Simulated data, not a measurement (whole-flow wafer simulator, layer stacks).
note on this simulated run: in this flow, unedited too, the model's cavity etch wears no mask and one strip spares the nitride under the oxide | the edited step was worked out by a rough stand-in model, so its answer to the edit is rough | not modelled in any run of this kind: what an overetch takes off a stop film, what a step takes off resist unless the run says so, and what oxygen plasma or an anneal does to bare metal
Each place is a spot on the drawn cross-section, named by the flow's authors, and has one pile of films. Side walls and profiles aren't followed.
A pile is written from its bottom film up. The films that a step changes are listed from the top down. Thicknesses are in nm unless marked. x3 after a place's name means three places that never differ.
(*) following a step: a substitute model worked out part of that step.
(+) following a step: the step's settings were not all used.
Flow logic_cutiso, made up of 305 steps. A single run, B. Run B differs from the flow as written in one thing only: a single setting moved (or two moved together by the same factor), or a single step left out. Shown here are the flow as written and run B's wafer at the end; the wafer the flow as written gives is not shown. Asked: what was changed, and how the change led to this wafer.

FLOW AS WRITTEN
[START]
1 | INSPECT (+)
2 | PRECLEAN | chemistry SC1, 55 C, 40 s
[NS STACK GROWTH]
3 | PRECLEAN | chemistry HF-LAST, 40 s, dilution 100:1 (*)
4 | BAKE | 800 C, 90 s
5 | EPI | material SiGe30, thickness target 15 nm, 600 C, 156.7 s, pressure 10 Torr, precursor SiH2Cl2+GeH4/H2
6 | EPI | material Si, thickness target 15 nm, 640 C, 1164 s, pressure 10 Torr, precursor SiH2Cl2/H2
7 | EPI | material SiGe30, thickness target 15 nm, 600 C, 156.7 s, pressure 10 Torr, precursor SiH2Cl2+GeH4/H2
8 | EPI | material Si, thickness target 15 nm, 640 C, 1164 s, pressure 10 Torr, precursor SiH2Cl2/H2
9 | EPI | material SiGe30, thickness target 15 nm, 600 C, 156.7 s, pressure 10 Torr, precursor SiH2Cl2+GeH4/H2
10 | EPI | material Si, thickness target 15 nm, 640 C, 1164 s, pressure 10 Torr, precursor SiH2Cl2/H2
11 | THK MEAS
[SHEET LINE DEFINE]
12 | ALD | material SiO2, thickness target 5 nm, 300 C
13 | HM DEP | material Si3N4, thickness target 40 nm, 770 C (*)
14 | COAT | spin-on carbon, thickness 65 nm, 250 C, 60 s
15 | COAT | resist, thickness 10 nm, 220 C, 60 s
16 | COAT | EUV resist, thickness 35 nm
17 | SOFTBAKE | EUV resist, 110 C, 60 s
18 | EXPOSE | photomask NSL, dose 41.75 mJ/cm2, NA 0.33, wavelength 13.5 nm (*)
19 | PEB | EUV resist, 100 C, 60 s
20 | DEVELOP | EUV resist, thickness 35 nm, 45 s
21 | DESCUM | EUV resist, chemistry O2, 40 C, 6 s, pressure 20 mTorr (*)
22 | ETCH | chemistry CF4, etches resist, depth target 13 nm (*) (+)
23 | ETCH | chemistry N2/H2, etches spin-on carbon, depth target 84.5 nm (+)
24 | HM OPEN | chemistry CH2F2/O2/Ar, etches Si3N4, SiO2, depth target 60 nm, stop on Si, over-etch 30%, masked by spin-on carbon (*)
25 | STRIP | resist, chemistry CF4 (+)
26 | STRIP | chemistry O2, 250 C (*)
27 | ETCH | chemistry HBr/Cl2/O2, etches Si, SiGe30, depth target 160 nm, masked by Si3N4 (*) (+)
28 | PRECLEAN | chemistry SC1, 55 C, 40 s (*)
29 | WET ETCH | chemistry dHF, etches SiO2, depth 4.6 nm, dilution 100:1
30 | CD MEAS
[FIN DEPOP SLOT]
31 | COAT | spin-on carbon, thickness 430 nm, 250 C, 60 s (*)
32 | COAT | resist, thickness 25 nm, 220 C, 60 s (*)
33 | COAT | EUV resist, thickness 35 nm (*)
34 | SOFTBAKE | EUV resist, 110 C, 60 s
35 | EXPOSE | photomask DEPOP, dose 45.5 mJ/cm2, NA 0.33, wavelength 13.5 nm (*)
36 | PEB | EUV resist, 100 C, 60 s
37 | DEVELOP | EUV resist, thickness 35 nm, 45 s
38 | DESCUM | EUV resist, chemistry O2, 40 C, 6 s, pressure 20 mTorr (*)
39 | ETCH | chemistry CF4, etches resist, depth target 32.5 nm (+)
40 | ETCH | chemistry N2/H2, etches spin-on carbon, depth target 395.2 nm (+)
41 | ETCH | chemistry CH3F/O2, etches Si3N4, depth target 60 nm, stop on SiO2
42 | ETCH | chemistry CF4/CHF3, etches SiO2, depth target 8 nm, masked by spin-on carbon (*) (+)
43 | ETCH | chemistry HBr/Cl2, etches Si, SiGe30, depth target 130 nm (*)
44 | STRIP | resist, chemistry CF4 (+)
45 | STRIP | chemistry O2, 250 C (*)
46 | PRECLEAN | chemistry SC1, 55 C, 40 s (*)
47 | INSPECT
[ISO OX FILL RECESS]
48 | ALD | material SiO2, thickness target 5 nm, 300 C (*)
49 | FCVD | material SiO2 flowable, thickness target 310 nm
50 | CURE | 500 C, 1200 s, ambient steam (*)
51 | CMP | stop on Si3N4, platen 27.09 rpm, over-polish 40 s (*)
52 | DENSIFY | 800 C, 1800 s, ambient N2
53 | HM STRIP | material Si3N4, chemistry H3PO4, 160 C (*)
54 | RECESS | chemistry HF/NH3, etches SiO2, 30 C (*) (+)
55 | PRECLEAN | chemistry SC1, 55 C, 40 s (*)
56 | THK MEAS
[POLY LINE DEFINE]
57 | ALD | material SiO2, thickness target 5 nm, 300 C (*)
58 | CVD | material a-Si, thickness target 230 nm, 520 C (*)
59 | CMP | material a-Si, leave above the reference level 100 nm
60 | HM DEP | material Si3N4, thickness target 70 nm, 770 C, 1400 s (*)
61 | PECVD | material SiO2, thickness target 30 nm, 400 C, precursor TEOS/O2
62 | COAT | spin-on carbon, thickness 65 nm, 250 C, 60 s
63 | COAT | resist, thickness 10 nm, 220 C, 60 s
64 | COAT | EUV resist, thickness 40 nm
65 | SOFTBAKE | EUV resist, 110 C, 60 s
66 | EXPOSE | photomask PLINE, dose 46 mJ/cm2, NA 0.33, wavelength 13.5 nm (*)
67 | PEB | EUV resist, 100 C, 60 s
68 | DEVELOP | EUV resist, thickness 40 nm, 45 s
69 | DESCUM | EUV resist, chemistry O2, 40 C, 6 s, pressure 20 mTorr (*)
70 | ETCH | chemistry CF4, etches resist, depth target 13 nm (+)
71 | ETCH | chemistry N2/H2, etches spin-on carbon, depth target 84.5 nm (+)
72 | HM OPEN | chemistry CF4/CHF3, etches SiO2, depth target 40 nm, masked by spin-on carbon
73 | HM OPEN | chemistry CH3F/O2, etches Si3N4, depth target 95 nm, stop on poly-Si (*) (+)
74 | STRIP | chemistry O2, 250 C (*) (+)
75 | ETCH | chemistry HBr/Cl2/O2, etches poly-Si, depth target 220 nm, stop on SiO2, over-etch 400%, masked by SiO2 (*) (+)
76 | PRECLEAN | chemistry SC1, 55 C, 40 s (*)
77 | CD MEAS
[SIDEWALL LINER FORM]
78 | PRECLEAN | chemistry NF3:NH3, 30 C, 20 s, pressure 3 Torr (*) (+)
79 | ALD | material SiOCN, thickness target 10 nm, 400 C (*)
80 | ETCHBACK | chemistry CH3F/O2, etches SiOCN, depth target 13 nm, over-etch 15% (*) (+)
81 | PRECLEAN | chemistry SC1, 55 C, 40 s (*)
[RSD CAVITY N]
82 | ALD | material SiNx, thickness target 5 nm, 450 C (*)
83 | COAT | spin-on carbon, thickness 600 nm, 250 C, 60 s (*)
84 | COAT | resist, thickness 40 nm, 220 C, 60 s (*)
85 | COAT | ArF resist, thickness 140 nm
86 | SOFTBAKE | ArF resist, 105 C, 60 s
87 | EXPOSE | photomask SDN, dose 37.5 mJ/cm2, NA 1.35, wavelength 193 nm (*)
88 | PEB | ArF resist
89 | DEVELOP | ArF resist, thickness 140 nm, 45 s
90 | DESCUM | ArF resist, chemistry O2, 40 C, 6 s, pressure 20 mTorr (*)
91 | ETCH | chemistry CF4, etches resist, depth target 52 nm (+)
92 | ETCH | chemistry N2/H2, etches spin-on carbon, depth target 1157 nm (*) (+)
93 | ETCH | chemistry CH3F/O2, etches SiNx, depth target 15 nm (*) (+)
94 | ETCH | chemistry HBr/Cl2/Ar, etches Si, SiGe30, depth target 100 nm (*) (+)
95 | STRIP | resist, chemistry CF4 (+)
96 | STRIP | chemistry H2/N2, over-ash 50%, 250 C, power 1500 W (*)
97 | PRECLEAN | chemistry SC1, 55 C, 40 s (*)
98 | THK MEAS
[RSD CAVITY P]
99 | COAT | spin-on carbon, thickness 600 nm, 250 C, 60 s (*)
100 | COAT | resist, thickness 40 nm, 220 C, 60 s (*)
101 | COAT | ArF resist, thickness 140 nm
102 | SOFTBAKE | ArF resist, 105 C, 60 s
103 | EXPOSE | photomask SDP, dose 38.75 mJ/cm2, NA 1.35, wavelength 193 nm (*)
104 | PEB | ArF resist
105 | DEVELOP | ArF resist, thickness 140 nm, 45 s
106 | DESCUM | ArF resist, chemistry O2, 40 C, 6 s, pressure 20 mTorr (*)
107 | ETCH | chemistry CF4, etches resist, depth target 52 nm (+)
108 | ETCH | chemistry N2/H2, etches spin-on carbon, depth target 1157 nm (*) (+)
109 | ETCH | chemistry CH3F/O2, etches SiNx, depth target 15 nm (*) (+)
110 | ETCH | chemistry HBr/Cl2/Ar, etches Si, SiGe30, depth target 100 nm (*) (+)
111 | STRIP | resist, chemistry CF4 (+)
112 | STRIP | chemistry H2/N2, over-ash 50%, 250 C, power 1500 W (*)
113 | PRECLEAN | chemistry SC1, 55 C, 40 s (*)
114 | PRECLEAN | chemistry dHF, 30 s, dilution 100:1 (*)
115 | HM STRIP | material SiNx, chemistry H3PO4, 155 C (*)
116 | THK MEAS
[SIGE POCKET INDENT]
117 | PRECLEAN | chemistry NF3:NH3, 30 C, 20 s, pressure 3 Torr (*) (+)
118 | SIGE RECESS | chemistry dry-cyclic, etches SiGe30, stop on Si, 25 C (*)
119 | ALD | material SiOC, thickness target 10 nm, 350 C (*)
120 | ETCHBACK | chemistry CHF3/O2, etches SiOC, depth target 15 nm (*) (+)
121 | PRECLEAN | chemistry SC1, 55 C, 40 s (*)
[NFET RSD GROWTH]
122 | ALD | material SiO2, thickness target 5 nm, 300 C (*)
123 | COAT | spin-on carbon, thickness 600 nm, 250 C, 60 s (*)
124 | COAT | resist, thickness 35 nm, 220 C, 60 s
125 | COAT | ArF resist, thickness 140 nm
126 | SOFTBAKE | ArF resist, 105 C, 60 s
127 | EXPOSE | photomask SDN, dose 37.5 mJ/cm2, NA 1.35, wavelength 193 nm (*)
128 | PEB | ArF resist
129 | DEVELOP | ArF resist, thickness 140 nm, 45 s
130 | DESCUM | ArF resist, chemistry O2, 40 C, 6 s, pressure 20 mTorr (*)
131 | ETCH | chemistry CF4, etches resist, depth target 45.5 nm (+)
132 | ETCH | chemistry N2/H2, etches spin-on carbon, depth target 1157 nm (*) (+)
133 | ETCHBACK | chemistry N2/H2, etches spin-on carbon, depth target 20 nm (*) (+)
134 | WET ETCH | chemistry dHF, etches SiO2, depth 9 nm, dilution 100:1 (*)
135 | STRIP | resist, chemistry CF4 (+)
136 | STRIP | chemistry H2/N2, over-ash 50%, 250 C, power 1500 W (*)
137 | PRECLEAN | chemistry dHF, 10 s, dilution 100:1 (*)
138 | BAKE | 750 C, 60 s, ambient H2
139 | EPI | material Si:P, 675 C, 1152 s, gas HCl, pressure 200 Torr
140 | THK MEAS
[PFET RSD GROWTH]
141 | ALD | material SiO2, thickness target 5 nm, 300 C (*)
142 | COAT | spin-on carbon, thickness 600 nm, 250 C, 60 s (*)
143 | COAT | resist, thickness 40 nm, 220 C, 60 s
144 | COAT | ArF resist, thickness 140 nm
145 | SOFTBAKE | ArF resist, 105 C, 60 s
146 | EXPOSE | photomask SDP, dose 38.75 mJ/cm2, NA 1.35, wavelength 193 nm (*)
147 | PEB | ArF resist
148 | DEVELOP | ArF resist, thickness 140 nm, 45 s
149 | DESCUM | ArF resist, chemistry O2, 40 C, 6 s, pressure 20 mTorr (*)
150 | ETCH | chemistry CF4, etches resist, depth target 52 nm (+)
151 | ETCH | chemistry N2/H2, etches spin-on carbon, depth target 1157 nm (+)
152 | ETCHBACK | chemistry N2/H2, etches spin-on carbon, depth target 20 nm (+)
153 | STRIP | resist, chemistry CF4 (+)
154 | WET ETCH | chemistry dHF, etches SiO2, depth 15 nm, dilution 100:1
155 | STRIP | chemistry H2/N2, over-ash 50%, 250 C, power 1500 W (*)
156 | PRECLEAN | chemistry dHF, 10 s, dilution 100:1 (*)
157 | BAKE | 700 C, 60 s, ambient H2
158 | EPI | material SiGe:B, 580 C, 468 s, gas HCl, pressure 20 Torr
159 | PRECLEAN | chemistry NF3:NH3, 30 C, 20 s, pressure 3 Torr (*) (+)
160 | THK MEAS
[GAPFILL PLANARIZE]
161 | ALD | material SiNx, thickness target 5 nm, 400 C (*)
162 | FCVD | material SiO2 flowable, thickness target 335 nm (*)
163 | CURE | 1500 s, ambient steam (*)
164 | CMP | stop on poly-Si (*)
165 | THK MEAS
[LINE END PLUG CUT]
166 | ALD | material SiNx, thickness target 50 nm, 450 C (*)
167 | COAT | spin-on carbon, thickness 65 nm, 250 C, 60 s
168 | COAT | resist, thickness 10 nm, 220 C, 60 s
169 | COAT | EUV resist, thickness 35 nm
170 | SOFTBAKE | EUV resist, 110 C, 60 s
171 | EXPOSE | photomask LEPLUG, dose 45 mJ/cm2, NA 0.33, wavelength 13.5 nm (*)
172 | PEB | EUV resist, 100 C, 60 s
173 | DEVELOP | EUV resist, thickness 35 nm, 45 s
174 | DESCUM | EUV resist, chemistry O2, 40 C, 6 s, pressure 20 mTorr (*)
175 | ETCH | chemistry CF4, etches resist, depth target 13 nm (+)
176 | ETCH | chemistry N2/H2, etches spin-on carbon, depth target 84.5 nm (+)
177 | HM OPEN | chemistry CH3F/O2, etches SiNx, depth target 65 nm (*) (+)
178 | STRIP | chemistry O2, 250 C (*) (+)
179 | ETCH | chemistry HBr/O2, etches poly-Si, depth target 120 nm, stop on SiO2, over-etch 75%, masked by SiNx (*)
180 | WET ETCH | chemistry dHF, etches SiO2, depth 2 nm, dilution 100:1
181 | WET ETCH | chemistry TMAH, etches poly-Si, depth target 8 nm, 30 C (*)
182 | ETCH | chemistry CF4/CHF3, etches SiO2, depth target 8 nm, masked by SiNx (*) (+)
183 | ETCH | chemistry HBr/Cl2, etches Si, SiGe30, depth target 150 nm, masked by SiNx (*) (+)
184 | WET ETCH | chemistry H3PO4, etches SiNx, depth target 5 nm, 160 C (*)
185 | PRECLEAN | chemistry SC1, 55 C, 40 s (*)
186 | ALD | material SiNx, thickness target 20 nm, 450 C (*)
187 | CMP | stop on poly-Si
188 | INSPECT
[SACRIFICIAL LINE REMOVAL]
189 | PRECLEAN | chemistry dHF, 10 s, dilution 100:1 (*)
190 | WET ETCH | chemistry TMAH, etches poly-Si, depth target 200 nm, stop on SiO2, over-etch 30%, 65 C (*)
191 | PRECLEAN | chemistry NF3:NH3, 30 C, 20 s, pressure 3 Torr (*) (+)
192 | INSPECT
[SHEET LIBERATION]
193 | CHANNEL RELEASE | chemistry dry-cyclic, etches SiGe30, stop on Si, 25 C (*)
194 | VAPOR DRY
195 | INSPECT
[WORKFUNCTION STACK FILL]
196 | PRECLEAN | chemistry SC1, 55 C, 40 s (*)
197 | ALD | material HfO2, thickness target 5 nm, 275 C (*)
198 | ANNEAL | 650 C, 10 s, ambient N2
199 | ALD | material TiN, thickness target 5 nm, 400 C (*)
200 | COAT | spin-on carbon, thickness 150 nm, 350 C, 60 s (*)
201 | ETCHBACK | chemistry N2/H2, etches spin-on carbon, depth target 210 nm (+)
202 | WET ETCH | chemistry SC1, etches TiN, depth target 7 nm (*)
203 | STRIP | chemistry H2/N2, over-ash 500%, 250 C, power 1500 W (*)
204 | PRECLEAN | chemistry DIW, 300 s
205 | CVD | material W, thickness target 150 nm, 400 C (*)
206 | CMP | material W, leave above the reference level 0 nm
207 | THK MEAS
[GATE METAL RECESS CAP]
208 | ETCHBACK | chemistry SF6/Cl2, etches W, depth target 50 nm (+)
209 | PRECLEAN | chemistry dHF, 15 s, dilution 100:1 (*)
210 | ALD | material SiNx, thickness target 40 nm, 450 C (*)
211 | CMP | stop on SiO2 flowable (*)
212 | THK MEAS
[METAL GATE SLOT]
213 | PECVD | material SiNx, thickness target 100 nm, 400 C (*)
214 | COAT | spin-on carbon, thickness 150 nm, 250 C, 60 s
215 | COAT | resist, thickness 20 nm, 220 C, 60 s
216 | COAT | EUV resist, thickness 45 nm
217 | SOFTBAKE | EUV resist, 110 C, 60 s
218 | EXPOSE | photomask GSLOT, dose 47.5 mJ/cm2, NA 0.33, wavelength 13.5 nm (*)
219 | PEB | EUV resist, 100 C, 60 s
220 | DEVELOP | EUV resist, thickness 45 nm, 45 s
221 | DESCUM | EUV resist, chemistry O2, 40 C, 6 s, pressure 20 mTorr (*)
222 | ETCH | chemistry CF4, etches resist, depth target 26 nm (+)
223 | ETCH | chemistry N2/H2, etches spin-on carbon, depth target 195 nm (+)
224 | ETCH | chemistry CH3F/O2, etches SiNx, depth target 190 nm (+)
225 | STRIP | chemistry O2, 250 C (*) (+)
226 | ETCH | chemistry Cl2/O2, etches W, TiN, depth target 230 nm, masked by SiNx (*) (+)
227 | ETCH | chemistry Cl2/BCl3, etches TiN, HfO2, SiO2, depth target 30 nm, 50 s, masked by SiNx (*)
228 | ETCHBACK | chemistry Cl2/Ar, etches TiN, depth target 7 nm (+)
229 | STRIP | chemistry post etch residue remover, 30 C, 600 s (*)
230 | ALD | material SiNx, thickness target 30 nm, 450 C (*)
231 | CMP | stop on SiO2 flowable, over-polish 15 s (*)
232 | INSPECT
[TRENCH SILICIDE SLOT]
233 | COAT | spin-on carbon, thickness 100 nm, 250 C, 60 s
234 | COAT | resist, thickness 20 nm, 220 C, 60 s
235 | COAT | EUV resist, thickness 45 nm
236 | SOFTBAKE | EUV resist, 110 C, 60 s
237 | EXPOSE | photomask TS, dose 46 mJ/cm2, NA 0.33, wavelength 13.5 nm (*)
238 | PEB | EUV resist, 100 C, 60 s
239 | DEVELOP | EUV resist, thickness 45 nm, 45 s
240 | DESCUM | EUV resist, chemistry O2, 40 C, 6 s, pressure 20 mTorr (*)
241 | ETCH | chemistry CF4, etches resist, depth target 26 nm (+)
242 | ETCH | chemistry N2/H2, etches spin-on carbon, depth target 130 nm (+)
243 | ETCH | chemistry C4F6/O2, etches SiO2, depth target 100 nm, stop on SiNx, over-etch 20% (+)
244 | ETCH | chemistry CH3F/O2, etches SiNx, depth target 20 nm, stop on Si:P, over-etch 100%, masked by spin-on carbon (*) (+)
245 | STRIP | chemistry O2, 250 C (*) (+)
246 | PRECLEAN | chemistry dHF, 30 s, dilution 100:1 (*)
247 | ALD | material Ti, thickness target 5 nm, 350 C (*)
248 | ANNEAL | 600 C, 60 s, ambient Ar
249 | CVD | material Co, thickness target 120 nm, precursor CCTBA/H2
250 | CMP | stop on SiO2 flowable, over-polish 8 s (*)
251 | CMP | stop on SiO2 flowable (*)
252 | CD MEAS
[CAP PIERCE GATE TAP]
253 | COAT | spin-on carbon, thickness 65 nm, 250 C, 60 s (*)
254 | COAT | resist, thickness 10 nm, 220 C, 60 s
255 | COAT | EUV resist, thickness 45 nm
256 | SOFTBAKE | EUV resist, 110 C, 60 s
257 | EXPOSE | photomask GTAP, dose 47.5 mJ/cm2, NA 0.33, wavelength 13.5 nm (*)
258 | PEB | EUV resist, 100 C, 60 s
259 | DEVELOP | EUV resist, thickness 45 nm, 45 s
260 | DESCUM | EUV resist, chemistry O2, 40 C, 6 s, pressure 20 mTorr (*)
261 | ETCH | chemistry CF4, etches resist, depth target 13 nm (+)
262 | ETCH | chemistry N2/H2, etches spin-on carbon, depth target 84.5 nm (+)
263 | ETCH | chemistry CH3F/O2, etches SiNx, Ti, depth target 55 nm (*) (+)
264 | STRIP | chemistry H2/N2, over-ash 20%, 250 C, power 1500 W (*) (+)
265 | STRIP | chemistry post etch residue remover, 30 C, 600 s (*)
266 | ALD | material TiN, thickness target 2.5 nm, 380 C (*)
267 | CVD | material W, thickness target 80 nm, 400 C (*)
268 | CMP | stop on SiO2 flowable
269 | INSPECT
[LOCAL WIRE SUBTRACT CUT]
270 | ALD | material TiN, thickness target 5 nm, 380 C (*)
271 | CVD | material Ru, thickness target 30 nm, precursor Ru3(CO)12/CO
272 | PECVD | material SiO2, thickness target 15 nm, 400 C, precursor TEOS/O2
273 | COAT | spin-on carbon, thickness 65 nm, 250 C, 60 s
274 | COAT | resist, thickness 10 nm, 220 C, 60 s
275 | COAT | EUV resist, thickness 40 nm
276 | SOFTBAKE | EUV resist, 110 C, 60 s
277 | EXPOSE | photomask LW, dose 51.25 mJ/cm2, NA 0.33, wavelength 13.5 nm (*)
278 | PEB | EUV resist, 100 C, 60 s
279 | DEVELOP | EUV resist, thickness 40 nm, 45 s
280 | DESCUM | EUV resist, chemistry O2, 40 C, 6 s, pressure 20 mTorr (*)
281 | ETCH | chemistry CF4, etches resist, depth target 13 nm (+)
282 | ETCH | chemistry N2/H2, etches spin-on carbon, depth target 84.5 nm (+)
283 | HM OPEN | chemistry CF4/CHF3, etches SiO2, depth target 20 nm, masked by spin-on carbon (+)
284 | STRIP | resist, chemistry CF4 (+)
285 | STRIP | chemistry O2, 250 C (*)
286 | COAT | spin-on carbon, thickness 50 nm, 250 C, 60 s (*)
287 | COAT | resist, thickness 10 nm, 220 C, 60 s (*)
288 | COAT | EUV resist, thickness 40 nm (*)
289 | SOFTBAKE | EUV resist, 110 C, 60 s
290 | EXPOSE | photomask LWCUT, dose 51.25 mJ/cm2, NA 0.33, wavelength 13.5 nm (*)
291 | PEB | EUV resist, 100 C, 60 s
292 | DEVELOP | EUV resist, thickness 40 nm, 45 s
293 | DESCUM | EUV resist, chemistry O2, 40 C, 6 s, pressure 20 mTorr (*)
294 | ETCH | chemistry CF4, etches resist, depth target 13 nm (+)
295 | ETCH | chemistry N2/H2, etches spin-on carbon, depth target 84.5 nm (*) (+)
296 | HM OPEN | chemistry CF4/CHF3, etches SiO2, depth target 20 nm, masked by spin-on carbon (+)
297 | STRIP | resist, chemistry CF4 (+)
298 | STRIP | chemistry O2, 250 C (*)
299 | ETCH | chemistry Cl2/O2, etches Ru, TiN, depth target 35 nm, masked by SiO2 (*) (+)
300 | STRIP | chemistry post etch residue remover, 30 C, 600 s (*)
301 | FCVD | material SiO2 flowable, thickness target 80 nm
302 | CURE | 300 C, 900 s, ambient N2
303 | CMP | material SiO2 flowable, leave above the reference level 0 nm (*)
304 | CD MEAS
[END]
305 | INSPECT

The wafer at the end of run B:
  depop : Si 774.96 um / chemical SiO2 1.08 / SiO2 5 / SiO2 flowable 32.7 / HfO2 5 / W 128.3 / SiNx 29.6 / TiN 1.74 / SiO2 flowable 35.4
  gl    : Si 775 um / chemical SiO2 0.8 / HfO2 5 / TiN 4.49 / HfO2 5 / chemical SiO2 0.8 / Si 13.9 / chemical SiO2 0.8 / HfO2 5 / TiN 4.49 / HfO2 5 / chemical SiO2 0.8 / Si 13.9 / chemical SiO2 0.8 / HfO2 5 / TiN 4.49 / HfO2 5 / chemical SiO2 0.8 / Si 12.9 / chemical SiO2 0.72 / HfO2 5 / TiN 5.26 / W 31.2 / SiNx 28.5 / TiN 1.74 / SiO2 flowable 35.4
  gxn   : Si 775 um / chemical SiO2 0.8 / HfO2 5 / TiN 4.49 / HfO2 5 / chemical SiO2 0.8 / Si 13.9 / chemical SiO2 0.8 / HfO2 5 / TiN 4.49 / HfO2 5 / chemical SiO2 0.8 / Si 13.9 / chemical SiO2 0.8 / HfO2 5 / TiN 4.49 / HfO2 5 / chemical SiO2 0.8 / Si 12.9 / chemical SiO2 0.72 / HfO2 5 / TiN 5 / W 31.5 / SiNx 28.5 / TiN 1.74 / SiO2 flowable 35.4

What caused this: step 270, ALD: thickness target 7.1 nm was run, while the flow as written has thickness target 5 nm.

Step by step, how the change led to this:
  270 | ALD | material TiN, thickness target 5 nm, 380 C (*)
      depop, dpovl, gfld and 19 more: TiN gains 7.1 (new film) (in the flow as written it would be: TiN gains 5 (new film))
  299 | ETCH | chemistry Cl2/O2, etches Ru, TiN, depth target 35 nm, masked by SiO2 (*) (+)
      depop, dpovl, gfld and 14 more: Ru loses 29.6 (all of it), TiN loses 5.36 (in the flow as written it would be: Ru loses 29.6 (all of it), TiN loses 5 (all of it))
      rsdw: Ru loses 29.6 (all of it), TiN loses 5.35 (in the flow as written it would be: Ru loses 29.6 (all of it), TiN loses 5 (all of it))
  301 | FCVD | material SiO2 flowable, thickness target 80 nm
      iso, rsdx: SiO2 flowable gains 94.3 (new film) (in the flow as written it would be: SiO2 flowable gains 94.2)
Taking metal films that touch as one body, depop has 2 bodies (between them, from the top down: SiNx 29.6); the flow as written gives 1 body.
Taking metal films that touch as one body, gl has 5 bodies (between them, from the top down: SiNx 28.5; HfO2 5 / chemical SiO2 0.72 / Si 12.9 / chemical SiO2 0.8 / HfO2 5; HfO2 5 / chemical SiO2 0.8 / Si 13.9 / chemical SiO2 0.8 / HfO2 5; HfO2 5 / chemical SiO2 0.8 / Si 13.9 / chemical SiO2 0.8 / HfO2 5); the flow as written gives 4 bodies (between them, from the top down: HfO2 5 / chemical SiO2 0.72 / Si 12.9 / chemical SiO2 0.8 / HfO2 5; HfO2 5 / chemical SiO2 0.8 / Si 13.9 / chemical SiO2 0.8 / HfO2 5; HfO2 5 / chemical SiO2 0.8 / Si 13.9 / chemical SiO2 0.8 / HfO2 5).
Taking metal films that touch as one body, gxn has 5 bodies (between them, from the top down: SiNx 28.5; HfO2 5 / chemical SiO2 0.72 / Si 12.9 / chemical SiO2 0.8 / HfO2 5; HfO2 5 / chemical SiO2 0.8 / Si 13.9 / chemical SiO2 0.8 / HfO2 5; HfO2 5 / chemical SiO2 0.8 / Si 13.9 / chemical SiO2 0.8 / HfO2 5); the flow as written gives 4 bodies (between them, from the top down: HfO2 5 / chemical SiO2 0.72 / Si 12.9 / chemical SiO2 0.8 / HfO2 5; HfO2 5 / chemical SiO2 0.8 / Si 13.9 / chemical SiO2 0.8 / HfO2 5; HfO2 5 / chemical SiO2 0.8 / Si 13.9 / chemical SiO2 0.8 / HfO2 5).
